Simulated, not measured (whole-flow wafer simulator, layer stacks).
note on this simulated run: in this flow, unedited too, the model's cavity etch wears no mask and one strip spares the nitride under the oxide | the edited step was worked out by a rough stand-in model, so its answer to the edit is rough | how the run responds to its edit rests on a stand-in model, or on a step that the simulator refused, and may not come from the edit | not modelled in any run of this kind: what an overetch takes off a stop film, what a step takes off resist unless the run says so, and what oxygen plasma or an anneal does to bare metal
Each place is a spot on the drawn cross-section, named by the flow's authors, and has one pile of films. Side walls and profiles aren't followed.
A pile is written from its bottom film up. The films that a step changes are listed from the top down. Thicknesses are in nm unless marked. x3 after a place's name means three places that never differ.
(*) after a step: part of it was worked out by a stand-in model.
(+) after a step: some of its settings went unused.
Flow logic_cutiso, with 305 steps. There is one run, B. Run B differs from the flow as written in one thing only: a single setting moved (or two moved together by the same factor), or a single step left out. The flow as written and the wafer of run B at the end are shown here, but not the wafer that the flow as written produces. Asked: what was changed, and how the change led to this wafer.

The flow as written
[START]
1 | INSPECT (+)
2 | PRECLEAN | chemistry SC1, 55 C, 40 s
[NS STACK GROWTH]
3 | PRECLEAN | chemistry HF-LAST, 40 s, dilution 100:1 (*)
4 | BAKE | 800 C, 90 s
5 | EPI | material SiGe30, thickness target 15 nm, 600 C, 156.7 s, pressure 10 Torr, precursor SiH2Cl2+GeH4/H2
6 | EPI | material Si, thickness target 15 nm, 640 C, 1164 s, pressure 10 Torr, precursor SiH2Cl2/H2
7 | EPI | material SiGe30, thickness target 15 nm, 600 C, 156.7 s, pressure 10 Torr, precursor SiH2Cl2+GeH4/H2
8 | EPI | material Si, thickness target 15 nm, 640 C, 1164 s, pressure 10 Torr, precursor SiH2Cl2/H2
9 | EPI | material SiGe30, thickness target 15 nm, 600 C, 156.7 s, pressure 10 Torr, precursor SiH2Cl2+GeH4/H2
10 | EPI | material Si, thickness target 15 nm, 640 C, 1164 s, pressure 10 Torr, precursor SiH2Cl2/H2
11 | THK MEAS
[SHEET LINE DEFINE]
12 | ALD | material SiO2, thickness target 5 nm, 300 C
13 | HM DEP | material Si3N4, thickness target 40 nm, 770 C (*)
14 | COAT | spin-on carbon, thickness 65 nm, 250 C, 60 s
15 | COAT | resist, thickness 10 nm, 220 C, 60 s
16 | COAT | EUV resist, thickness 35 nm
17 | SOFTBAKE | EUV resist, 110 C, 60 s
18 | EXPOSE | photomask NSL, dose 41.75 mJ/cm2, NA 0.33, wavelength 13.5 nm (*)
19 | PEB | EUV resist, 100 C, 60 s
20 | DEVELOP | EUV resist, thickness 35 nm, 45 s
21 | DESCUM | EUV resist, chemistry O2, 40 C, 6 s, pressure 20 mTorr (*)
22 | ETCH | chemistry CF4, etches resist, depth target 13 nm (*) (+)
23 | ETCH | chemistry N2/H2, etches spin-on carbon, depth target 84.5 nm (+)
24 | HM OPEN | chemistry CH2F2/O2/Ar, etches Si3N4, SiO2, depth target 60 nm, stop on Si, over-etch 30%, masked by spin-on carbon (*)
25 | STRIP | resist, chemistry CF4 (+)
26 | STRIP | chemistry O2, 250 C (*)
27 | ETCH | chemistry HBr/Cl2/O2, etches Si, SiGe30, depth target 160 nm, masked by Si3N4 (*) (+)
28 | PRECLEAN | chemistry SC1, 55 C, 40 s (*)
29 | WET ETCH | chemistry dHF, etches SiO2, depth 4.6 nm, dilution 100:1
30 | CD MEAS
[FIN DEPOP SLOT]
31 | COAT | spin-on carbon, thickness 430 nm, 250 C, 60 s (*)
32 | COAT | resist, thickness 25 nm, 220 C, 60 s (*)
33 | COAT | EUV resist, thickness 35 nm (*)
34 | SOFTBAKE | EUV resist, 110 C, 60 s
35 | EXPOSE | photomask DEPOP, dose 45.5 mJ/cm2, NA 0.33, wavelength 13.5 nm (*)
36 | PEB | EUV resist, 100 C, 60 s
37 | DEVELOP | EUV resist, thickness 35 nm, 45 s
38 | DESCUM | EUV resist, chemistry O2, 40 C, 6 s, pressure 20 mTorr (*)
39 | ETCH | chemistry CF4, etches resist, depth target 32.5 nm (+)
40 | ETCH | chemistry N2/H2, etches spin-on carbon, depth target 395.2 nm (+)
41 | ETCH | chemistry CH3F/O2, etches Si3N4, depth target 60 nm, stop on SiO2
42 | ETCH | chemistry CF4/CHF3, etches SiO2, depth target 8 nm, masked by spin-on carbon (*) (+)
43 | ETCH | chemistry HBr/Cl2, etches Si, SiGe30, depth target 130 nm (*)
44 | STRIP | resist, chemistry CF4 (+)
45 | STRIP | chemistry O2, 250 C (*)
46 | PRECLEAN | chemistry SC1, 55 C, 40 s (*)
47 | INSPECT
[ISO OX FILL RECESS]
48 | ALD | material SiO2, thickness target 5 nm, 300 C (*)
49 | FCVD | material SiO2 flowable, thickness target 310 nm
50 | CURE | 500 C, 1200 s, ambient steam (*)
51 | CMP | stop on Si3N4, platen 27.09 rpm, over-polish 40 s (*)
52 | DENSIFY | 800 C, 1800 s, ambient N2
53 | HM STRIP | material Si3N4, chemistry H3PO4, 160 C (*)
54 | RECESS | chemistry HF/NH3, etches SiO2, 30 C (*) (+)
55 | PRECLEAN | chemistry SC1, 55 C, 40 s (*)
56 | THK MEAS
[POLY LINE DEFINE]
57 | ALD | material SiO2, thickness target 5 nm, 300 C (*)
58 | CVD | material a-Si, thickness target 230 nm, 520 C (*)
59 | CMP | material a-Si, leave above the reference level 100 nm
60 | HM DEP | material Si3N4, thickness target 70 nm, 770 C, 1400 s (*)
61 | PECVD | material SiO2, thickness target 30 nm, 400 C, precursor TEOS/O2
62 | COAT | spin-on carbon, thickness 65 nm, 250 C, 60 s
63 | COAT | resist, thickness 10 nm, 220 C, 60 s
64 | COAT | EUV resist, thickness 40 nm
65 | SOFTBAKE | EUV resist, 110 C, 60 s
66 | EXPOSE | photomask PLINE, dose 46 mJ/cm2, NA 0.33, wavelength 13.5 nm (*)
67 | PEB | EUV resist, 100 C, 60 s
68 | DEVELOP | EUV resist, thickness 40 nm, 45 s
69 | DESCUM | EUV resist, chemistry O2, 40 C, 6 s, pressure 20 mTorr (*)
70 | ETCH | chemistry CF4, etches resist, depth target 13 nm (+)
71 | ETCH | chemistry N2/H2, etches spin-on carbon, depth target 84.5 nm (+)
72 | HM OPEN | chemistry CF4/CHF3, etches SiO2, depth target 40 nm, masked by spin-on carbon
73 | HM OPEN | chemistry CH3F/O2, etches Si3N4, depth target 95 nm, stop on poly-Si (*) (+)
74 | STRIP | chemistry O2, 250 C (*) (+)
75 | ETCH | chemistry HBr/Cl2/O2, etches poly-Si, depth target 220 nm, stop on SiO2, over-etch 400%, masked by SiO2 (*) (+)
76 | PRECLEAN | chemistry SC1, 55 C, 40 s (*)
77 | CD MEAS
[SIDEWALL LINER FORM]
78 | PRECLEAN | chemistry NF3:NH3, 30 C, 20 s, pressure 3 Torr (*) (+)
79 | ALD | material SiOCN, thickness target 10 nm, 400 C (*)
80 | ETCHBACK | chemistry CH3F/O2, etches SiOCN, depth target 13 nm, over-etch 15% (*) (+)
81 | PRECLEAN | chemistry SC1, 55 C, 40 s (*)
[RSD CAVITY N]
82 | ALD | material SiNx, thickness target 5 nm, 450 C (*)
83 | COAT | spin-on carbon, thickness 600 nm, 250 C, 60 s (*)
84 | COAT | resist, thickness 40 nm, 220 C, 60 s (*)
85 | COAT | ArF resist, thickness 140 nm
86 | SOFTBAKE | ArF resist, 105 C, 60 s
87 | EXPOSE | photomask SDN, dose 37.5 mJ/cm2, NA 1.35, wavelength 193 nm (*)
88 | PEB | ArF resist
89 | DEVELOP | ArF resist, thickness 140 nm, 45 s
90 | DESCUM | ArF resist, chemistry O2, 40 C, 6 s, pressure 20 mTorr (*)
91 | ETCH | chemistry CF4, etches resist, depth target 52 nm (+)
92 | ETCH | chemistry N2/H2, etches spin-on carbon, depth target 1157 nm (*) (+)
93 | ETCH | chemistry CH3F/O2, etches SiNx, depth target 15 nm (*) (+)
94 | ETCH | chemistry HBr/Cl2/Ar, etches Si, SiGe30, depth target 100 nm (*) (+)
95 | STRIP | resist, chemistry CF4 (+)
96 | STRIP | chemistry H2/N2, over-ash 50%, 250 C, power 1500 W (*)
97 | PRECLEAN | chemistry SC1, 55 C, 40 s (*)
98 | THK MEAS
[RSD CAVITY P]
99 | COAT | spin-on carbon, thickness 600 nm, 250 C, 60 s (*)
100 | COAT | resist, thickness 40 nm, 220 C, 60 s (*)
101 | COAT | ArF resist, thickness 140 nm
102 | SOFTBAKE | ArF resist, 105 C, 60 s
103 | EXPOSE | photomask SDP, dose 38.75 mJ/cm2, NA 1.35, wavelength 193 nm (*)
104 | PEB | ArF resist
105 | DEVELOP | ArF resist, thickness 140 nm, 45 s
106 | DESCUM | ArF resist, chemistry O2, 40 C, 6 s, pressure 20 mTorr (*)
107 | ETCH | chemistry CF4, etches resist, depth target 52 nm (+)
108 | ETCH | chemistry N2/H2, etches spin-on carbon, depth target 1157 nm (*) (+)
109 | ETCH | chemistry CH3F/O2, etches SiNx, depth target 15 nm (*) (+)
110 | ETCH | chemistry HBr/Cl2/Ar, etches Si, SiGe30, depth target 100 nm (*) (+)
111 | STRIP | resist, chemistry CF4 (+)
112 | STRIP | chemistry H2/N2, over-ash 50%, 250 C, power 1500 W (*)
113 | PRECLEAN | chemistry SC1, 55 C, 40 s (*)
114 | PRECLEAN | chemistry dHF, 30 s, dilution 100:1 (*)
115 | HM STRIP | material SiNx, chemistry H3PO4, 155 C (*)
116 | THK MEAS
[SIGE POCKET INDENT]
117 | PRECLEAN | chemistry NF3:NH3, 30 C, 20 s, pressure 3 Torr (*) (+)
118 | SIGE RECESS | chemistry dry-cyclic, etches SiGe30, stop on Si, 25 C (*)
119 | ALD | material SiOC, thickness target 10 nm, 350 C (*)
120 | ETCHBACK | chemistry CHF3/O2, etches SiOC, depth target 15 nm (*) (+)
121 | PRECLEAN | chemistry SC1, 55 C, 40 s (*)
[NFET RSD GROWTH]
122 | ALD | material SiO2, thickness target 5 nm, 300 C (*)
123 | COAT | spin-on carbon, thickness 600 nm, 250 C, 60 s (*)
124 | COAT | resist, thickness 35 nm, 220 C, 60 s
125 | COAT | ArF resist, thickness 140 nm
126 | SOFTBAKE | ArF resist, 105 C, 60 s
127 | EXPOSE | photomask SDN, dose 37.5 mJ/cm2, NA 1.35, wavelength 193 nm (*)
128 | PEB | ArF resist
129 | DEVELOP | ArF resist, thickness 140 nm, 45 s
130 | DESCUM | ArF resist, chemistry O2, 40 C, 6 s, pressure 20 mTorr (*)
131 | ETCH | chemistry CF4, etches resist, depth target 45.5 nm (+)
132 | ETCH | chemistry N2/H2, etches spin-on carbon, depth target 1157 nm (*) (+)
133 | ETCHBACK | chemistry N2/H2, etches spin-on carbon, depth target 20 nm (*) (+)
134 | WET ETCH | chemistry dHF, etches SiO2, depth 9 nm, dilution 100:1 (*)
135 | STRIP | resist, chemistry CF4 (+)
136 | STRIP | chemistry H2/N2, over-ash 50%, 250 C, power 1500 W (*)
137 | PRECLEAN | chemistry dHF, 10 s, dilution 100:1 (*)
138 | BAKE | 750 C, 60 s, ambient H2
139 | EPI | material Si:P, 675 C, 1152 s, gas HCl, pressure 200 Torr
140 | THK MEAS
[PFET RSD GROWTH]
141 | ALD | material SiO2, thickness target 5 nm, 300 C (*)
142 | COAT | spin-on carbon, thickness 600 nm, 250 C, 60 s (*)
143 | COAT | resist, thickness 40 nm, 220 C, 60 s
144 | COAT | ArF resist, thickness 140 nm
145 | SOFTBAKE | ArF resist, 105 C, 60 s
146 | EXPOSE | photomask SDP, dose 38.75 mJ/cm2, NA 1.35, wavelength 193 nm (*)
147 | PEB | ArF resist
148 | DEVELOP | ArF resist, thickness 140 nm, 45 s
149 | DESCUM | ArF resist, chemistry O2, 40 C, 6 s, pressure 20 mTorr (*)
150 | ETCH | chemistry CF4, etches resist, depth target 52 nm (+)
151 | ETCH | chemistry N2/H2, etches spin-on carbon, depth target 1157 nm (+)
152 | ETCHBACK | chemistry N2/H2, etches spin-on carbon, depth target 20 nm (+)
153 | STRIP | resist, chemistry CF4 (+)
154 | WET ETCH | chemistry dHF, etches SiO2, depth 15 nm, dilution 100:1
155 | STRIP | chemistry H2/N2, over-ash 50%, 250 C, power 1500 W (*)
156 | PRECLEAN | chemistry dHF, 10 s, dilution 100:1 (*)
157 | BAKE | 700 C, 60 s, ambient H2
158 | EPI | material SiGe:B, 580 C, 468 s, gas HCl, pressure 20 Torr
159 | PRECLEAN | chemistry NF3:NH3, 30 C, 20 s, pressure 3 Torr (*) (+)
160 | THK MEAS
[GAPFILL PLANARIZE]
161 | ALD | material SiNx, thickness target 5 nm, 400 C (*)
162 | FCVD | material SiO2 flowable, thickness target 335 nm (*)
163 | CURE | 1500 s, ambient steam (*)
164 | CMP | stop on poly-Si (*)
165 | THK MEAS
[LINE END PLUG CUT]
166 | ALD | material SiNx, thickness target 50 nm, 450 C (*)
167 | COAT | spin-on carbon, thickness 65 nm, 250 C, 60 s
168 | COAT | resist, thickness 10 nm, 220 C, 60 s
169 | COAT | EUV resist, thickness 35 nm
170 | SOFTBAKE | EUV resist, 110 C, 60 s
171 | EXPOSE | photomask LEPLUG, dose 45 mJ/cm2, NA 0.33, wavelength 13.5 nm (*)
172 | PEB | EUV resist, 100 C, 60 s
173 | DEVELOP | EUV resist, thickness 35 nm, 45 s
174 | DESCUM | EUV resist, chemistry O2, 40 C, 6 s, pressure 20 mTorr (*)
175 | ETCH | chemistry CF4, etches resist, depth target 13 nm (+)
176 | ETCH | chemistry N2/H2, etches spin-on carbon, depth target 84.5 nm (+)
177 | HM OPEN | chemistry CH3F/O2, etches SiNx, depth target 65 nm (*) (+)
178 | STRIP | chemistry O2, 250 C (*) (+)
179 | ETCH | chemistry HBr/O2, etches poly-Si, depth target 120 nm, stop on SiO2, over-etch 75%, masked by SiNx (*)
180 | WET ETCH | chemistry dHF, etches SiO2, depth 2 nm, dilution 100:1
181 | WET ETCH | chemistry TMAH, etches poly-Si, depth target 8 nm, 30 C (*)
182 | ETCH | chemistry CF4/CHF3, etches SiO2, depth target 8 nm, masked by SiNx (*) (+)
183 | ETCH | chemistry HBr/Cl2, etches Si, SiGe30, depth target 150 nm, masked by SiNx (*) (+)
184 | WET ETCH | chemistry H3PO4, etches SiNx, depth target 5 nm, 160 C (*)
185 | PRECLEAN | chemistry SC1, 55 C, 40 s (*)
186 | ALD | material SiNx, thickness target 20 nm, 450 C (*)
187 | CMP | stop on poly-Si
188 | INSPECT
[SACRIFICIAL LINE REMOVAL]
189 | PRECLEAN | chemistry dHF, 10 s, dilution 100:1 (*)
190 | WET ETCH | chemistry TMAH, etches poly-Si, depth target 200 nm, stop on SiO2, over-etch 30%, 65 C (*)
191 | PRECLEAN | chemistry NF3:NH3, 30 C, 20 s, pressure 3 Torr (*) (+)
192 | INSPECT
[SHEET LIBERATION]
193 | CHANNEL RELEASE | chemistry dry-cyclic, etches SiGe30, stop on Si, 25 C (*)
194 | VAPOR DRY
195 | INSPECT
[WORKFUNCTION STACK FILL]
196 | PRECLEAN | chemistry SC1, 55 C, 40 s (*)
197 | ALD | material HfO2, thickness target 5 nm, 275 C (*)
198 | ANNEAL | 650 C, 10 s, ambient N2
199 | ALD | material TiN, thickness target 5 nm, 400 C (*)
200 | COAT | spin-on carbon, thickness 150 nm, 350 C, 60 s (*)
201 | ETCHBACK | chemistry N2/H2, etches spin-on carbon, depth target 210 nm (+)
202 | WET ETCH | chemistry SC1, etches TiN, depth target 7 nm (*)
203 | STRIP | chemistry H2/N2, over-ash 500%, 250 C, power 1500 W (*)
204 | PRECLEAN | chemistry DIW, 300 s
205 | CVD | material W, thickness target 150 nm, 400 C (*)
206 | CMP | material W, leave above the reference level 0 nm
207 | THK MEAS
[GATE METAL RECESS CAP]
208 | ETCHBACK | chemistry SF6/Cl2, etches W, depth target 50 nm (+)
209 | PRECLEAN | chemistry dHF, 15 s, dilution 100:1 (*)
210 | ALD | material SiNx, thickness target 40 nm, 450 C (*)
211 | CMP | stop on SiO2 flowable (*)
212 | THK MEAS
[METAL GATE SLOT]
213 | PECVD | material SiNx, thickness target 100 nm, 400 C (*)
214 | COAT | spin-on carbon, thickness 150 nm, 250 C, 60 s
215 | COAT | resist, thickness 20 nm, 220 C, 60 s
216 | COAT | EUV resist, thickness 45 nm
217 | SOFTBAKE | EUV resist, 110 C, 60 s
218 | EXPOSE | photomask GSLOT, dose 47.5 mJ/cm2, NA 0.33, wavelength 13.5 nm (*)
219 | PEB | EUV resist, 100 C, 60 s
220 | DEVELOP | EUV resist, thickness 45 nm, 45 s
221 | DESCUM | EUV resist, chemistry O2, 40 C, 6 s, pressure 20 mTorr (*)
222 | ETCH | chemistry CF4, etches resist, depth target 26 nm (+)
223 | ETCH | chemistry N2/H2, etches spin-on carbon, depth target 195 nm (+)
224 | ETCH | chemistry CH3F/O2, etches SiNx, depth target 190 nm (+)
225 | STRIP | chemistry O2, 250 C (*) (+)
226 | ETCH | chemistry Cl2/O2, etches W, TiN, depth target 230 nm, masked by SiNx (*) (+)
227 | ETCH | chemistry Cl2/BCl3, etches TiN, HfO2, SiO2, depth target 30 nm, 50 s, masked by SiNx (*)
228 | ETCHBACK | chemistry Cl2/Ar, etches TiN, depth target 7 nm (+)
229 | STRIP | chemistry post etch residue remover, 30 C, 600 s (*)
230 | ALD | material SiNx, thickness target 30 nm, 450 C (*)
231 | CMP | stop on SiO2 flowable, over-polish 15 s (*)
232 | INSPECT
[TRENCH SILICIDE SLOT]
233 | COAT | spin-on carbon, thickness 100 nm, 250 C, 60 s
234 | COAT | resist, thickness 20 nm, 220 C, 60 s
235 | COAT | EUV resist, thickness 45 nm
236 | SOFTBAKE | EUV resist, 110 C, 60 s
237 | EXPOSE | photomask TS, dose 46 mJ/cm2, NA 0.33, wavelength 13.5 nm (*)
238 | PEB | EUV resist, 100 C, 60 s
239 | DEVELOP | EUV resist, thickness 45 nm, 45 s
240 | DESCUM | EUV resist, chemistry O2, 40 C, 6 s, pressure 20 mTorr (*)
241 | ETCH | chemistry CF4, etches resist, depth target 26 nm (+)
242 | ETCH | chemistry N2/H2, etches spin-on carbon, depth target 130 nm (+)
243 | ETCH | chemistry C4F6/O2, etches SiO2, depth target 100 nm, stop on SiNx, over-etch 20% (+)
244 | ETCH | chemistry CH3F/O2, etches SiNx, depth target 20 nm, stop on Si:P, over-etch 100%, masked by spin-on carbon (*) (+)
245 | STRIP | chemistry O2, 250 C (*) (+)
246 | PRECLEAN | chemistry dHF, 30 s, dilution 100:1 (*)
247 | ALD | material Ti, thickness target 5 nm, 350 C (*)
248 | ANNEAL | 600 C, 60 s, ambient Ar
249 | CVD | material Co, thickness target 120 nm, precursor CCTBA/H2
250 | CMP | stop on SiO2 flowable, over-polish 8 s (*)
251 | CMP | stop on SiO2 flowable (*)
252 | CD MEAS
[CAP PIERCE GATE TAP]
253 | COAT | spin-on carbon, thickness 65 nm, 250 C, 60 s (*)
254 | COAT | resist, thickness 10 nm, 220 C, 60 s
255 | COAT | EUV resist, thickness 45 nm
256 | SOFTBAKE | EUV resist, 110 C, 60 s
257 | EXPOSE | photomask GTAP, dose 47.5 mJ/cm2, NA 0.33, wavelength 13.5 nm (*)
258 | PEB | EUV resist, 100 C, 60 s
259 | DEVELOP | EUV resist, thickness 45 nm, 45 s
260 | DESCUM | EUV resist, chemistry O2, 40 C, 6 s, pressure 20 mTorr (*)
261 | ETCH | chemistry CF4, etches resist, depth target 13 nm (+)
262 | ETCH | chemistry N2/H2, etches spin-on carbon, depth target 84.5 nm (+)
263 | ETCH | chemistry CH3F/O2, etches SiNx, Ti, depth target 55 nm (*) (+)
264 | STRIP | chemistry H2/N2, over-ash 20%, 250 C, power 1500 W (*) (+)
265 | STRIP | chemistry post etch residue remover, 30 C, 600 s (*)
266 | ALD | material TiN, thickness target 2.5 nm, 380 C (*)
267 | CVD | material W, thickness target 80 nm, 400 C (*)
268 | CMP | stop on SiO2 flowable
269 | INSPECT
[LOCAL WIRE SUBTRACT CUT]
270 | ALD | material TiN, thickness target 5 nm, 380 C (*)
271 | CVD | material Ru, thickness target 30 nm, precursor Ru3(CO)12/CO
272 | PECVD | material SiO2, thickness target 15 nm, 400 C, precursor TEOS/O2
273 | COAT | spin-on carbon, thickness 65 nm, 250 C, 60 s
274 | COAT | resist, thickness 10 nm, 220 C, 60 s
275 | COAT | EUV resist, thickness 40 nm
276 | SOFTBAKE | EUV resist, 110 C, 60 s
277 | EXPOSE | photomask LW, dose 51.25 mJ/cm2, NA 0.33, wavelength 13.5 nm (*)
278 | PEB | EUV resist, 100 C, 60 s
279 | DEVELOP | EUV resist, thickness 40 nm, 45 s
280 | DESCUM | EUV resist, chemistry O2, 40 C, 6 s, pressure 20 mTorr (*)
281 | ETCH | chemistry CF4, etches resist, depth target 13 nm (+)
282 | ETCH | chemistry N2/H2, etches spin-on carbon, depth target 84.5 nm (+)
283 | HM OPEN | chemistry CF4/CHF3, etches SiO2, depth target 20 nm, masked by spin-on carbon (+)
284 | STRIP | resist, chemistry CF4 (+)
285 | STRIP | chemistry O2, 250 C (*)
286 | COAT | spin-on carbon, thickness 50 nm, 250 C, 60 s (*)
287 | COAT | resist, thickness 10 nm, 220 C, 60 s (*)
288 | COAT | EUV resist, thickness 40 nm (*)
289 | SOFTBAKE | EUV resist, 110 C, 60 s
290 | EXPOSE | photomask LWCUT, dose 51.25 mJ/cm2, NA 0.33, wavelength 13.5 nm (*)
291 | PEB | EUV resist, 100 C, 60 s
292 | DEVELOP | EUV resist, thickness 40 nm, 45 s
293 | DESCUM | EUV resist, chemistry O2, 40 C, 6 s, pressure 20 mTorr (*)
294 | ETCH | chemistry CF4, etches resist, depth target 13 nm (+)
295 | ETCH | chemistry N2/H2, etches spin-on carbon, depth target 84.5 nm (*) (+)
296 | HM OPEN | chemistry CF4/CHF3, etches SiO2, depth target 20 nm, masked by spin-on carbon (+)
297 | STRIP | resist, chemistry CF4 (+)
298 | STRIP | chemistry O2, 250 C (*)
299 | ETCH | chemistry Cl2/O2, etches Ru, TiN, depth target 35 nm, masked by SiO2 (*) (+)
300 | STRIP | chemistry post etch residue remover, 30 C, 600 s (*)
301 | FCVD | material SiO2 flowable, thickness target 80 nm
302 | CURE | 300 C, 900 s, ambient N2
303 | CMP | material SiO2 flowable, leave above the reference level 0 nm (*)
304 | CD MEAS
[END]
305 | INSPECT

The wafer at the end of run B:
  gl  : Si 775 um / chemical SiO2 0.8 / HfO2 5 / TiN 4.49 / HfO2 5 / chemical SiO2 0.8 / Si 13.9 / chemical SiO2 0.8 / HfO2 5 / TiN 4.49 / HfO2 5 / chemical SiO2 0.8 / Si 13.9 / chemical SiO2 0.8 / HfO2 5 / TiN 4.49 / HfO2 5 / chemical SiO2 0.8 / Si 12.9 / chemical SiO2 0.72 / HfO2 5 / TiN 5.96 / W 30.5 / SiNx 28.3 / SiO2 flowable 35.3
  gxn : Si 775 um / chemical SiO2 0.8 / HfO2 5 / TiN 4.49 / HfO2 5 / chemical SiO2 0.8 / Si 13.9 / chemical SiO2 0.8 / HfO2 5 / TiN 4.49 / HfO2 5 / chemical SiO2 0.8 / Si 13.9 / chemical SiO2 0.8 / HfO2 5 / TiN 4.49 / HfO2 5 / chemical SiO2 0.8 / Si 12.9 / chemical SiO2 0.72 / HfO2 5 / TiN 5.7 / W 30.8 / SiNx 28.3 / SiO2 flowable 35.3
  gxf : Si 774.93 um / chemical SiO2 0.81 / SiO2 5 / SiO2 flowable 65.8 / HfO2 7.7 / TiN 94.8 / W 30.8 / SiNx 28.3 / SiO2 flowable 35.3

The reason: step 199, ALD: thickness target 5.7 nm was run, while the flow as written has thickness target 5 nm.
One can read it off the wafer: gxn has TiN 5.7, and step 199 as written asks for 5 nm.

Step by step, how the change led to this:
  199 | ALD | material TiN, thickness target 5 nm, 400 C (*)
      depop, dpovl, iso and 11 more: TiN gains 5.7 (new film) (it would be, as written: TiN gains 5 (new film))
      gl, glp, tap: TiN gains 5.96 (new film), TiN gains 4.49 (new film), cavity loses 4.49 (all of it), TiN gains 4.49 (new film), cavity loses 4.49 (all of it), TiN gains 4.49 (new film), cavity loses 4.49 (all of it) (it would be, as written: TiN gains 5.26 (new film), TiN gains 4.49 (new film), cavity loses 4.49 (all of it), TiN gains 4.49 (new film), cavity loses 4.49 (all of it), TiN gains 4.49 (new film), cavity loses 4.49 (all of it))
      (also at 5 further places)
  200 | COAT | spin-on carbon, thickness 150 nm, 350 C, 60 s (*)
      gxf: spin-on carbon gains 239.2 (new film) (it would be, as written: spin-on carbon gains 326 (new film))
  202 | WET ETCH | chemistry SC1, etches TiN, depth target 7 nm (*)
      depop, dpovl, iso and 12 more: TiN loses 5.7 (all of it) (it would be, as written: TiN loses 5 (all of it))
  203 | STRIP | chemistry H2/N2, over-ash 500%, 250 C, power 1500 W (*)
      gxn, gxp: spin-on carbon loses 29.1 (all of it) (it would be, as written: spin-on carbon loses 26.8 (all of it))
      gl: spin-on carbon loses 28.9 (all of it) (it would be, as written: spin-on carbon loses 26.7 (all of it))
      (also at 3 further places)
  205 | CVD | material W, thickness target 150 nm, 400 C (*)
      gxf: W gains 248 (new film) (it would be, as written: W gains 337.8 (new film))
  226 | ETCH | chemistry Cl2/O2, etches W, TiN, depth target 230 nm, masked by SiNx (*) (+)
      gfld: W loses 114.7 (all of it), TiN loses 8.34 (all of it), HfO2 loses 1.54 (it would be, as written: W loses 115.4 (all of it), TiN loses 7.64 (all of it), HfO2 loses 1.54)
